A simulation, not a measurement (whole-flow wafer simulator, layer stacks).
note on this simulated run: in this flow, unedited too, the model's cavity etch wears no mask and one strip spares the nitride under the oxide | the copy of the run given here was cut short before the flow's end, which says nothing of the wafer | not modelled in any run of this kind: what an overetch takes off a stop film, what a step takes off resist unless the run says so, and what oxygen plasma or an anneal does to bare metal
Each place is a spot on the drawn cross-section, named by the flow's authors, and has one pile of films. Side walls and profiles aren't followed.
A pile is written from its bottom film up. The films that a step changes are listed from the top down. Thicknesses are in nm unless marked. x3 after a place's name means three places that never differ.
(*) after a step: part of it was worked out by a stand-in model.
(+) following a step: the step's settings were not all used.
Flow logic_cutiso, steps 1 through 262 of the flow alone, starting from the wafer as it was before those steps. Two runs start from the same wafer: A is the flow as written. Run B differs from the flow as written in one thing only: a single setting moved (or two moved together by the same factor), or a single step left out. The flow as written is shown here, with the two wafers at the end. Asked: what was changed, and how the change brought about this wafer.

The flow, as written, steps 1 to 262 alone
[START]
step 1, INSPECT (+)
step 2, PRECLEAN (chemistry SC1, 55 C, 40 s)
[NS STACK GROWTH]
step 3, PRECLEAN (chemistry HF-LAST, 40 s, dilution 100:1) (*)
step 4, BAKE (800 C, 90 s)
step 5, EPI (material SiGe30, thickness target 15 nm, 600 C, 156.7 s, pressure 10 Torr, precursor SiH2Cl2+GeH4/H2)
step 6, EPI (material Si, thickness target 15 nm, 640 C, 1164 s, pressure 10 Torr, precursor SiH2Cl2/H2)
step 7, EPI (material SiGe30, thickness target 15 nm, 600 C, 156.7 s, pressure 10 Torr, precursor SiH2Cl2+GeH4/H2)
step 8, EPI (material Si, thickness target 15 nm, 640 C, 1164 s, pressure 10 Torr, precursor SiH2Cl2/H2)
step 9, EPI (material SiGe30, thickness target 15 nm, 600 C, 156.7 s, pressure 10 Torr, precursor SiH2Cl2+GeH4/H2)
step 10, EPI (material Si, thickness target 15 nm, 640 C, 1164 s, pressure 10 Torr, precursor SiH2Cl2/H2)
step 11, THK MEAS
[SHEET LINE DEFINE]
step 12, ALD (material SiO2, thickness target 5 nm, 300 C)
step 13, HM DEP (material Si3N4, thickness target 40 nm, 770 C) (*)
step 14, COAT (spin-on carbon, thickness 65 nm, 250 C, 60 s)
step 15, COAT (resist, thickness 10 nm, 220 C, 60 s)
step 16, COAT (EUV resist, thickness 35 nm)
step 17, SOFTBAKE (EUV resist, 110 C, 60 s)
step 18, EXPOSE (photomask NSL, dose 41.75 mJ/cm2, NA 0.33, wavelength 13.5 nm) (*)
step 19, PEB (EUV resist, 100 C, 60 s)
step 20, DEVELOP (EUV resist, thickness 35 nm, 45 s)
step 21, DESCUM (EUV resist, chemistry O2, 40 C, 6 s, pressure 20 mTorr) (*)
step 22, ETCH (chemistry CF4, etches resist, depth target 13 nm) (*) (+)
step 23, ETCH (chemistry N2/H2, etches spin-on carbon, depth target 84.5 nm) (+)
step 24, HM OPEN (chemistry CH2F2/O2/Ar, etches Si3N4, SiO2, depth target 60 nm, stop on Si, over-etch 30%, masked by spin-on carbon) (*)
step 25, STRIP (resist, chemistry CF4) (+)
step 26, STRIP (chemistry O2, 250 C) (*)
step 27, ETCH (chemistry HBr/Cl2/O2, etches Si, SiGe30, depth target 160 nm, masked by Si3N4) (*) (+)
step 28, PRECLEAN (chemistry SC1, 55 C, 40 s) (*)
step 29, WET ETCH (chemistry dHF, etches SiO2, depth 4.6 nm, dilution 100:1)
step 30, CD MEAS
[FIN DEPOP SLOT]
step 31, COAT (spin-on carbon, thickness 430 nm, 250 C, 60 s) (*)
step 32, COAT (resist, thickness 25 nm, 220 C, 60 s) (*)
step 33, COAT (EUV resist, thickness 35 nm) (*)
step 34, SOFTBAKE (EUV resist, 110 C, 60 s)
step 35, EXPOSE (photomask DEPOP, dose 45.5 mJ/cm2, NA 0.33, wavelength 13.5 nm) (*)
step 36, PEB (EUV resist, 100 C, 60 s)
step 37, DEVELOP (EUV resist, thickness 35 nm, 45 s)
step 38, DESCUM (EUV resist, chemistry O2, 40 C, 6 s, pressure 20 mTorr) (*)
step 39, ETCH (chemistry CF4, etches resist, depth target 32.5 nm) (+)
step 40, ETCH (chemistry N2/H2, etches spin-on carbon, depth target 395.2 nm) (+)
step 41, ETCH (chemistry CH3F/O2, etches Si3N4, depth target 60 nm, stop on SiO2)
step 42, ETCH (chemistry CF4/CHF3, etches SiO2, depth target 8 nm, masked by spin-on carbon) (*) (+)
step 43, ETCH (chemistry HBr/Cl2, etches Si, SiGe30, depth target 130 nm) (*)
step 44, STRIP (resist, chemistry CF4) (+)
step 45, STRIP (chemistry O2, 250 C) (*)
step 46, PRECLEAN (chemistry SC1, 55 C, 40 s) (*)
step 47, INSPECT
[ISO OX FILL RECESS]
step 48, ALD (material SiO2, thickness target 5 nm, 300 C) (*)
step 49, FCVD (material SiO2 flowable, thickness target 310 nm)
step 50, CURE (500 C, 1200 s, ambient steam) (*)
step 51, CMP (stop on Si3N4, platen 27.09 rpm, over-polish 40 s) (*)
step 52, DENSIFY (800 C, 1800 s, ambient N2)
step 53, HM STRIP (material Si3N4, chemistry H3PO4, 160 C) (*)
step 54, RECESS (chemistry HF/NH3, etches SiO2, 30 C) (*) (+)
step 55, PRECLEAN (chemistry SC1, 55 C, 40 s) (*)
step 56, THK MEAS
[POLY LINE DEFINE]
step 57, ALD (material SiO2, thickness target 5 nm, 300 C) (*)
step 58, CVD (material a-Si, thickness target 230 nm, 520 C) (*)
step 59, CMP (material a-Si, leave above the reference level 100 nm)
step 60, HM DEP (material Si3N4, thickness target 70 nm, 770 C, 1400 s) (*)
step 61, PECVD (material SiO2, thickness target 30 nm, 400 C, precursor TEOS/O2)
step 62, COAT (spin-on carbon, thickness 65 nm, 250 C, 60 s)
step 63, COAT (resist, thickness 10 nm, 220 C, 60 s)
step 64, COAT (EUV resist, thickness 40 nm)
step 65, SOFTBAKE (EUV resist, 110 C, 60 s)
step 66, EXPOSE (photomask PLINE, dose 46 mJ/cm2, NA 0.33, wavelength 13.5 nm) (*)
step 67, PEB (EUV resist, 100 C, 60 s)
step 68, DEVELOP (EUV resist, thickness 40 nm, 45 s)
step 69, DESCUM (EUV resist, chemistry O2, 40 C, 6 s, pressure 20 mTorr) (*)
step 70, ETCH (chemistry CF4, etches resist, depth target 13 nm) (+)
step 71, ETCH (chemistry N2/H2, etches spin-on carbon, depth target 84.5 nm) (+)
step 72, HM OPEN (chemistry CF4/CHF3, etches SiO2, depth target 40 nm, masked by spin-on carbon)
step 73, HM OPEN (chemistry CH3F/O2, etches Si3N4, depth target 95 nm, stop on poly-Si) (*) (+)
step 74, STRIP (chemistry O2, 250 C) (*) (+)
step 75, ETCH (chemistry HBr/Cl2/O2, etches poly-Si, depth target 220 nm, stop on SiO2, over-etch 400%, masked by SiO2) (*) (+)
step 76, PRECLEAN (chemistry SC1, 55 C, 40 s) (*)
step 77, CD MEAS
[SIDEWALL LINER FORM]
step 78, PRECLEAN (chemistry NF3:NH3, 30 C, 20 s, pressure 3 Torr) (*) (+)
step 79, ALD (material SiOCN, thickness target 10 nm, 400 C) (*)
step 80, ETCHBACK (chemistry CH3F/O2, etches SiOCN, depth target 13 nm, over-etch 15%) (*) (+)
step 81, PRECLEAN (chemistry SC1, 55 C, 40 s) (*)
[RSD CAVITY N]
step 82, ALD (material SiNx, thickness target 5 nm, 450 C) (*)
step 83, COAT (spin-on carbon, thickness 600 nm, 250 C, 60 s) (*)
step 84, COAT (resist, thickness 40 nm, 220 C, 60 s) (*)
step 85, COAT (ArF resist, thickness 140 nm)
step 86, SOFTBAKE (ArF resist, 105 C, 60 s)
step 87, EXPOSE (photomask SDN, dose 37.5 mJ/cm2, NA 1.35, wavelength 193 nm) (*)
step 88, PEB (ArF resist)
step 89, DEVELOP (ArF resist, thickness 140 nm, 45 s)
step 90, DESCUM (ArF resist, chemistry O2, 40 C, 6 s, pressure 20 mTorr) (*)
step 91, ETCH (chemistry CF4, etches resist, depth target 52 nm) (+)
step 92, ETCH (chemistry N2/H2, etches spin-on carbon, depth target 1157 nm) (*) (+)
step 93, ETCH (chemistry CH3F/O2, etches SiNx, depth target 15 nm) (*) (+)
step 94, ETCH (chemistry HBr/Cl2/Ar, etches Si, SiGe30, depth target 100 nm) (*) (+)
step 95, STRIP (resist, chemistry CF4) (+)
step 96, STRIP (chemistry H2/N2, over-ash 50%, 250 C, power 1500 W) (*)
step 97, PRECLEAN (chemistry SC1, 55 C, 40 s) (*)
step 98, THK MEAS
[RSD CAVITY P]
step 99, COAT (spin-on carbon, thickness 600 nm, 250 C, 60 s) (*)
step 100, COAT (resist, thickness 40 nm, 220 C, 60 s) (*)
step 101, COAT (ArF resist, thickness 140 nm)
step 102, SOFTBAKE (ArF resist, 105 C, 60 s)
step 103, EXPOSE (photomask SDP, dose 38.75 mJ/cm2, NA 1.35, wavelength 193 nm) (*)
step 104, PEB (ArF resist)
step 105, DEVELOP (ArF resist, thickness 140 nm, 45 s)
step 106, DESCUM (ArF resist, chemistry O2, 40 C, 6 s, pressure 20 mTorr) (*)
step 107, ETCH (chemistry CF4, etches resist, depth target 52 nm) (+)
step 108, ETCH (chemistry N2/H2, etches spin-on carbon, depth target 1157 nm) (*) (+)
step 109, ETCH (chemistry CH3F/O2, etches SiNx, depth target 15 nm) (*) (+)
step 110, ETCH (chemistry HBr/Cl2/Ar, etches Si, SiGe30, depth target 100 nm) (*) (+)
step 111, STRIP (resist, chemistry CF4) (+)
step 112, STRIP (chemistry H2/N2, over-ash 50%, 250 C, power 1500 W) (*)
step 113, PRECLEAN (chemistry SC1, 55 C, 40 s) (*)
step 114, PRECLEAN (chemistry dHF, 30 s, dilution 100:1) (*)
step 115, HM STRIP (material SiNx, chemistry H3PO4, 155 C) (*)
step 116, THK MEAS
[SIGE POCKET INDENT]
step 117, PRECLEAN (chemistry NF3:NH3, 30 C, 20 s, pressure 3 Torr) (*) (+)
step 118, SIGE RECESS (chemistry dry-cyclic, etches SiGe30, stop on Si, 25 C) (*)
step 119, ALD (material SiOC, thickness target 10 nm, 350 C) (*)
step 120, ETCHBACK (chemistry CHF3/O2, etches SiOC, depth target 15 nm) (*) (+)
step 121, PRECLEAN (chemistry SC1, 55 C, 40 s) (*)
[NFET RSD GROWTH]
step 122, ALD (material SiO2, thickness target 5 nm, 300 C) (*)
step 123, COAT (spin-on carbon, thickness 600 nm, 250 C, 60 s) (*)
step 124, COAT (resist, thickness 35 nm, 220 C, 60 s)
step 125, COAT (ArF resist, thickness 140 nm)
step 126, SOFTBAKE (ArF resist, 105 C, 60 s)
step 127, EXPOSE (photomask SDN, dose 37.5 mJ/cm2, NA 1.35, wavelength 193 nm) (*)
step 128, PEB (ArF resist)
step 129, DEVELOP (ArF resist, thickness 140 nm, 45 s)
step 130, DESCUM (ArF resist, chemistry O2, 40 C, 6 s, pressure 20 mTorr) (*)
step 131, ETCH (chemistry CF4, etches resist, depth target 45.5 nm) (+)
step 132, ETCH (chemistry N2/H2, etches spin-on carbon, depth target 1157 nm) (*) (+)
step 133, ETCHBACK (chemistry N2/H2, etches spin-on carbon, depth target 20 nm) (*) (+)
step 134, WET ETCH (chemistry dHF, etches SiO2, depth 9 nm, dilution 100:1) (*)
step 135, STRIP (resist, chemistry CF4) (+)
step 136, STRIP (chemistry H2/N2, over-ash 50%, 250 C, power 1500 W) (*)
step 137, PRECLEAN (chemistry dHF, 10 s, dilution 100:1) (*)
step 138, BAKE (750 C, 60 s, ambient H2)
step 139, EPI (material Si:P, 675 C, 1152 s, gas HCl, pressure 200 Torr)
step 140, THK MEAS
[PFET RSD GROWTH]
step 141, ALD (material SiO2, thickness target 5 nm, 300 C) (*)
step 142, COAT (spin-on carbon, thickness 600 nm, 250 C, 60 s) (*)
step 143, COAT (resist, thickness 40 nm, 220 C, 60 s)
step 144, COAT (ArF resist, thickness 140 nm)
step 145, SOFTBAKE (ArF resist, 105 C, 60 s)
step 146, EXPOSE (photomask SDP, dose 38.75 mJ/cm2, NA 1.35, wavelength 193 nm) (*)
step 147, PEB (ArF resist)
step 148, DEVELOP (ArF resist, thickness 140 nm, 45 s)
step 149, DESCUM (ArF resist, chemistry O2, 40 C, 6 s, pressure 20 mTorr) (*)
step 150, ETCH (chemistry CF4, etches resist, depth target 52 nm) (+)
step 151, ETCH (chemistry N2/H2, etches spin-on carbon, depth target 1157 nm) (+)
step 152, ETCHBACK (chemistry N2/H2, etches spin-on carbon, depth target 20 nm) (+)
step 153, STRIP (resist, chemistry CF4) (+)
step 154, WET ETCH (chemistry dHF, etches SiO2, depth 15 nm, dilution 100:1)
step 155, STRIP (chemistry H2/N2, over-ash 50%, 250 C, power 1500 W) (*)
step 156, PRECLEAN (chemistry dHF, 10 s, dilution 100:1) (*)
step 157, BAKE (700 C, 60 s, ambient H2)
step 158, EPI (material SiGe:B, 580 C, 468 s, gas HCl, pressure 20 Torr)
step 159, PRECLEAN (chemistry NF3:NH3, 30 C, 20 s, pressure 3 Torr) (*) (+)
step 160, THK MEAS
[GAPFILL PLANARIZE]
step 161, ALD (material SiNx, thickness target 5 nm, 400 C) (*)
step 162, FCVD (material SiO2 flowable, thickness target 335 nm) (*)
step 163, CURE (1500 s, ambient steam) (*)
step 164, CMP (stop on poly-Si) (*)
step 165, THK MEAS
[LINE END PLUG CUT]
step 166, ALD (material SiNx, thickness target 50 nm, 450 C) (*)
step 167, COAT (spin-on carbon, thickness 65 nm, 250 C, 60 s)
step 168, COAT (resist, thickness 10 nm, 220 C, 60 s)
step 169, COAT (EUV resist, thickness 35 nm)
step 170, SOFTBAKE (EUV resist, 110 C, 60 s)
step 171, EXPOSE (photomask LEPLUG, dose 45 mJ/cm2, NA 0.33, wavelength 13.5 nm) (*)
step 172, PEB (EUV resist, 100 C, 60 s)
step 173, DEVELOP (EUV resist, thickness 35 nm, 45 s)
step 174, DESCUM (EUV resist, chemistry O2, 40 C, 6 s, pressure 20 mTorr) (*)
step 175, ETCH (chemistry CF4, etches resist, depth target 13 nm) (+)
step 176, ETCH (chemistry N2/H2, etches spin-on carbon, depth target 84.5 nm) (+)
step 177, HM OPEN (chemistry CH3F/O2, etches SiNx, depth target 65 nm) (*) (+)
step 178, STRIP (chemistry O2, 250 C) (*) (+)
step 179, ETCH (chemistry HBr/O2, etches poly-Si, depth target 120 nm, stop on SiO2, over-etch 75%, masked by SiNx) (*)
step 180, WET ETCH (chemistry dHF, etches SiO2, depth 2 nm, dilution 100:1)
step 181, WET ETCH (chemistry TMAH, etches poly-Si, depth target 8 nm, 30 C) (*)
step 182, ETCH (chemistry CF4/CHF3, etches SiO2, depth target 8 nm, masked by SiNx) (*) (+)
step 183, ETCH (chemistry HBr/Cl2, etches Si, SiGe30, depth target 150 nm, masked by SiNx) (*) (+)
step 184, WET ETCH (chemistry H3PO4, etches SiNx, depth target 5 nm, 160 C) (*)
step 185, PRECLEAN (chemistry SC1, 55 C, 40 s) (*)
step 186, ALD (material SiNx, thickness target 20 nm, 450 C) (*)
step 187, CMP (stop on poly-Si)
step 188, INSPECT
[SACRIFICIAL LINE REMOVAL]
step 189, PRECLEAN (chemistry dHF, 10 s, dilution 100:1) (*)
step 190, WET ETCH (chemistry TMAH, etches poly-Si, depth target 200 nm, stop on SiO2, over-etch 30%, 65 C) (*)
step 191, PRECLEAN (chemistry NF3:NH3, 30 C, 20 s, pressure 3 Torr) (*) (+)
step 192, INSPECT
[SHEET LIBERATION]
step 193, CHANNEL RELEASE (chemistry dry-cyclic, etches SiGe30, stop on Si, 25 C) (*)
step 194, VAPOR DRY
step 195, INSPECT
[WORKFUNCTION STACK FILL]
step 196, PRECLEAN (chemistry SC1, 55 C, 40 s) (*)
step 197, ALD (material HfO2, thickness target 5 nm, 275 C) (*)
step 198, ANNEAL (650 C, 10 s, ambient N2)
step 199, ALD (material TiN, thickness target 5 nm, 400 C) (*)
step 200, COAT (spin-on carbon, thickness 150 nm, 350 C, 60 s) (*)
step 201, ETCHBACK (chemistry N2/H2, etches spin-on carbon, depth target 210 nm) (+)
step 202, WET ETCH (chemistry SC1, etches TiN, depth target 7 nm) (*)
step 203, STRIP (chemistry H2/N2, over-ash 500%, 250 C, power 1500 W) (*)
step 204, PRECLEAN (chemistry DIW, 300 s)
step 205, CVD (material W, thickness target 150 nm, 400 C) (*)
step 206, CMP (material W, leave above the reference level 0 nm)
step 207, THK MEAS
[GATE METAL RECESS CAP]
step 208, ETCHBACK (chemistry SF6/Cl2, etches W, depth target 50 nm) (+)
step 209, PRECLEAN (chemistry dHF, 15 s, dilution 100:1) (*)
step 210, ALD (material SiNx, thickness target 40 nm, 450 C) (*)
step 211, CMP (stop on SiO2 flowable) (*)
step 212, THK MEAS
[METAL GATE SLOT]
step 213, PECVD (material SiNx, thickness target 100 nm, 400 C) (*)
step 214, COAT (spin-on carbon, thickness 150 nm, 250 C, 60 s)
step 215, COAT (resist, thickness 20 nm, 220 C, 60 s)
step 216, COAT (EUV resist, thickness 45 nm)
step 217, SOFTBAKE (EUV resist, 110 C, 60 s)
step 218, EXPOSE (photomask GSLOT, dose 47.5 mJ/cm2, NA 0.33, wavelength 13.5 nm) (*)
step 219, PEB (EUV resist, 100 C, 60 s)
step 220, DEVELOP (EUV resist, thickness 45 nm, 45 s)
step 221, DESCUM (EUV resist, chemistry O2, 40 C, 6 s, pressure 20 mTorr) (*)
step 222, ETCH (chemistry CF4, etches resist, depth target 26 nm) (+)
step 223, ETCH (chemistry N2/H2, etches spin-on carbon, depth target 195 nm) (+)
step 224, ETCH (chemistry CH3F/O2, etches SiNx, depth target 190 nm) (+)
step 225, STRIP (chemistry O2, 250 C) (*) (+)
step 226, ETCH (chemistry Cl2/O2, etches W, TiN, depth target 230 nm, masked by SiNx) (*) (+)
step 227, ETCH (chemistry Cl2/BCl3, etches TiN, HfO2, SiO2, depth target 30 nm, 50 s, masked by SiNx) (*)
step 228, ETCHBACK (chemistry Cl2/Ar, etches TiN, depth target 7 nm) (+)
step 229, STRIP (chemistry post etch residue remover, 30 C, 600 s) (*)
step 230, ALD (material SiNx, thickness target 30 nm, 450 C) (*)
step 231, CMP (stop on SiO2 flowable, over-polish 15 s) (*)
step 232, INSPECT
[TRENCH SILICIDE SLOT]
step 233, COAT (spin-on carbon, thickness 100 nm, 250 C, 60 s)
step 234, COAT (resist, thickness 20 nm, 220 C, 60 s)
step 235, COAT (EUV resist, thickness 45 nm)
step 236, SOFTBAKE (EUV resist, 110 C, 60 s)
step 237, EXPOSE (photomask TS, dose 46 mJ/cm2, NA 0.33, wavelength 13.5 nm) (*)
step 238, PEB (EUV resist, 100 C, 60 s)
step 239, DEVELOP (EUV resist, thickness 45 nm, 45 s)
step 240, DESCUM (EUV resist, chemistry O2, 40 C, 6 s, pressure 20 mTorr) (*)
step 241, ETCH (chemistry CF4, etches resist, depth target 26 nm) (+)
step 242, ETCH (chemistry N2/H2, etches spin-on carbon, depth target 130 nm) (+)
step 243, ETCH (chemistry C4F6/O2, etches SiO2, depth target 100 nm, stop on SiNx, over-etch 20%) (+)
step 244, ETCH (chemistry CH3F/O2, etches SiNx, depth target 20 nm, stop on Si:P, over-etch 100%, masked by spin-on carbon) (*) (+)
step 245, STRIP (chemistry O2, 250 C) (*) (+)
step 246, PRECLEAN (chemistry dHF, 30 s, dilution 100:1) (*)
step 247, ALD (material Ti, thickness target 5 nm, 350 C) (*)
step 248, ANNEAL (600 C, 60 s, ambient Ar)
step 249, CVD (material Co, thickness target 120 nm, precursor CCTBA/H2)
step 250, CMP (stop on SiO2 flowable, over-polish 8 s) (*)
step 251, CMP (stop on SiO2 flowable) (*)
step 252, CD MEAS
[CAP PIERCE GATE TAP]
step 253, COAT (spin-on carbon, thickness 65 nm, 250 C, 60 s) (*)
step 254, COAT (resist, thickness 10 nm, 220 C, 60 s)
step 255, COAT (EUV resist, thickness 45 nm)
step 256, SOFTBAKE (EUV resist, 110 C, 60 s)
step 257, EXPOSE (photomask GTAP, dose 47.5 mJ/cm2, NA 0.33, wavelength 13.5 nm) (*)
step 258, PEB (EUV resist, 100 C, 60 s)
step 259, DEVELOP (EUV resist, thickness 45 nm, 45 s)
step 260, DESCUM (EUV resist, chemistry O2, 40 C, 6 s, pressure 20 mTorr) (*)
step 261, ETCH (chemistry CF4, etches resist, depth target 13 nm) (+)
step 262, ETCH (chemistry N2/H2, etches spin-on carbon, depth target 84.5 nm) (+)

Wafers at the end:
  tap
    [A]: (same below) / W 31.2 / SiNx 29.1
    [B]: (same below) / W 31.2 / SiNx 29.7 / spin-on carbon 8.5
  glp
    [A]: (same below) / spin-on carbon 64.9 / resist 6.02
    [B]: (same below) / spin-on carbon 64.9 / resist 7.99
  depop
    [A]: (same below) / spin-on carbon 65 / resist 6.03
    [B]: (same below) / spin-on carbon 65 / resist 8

Cause: step 262, ETCH: depth target 54.9 nm was run, while the flow as written has depth target 84.5 nm.

How this came from the change, step by step:
  step 262, ETCH (chemistry N2/H2, etches spin-on carbon, depth target 84.5 nm) (+)
      tap: A -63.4 spin-on carbon (all of it), -0.59 SiNx | B -54.9 spin-on carbon
      depop, dpovl, gfld and 18 more: A -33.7 EUV resist (all of it), -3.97 resist | B -33.7 EUV resist (all of it), -2 resist
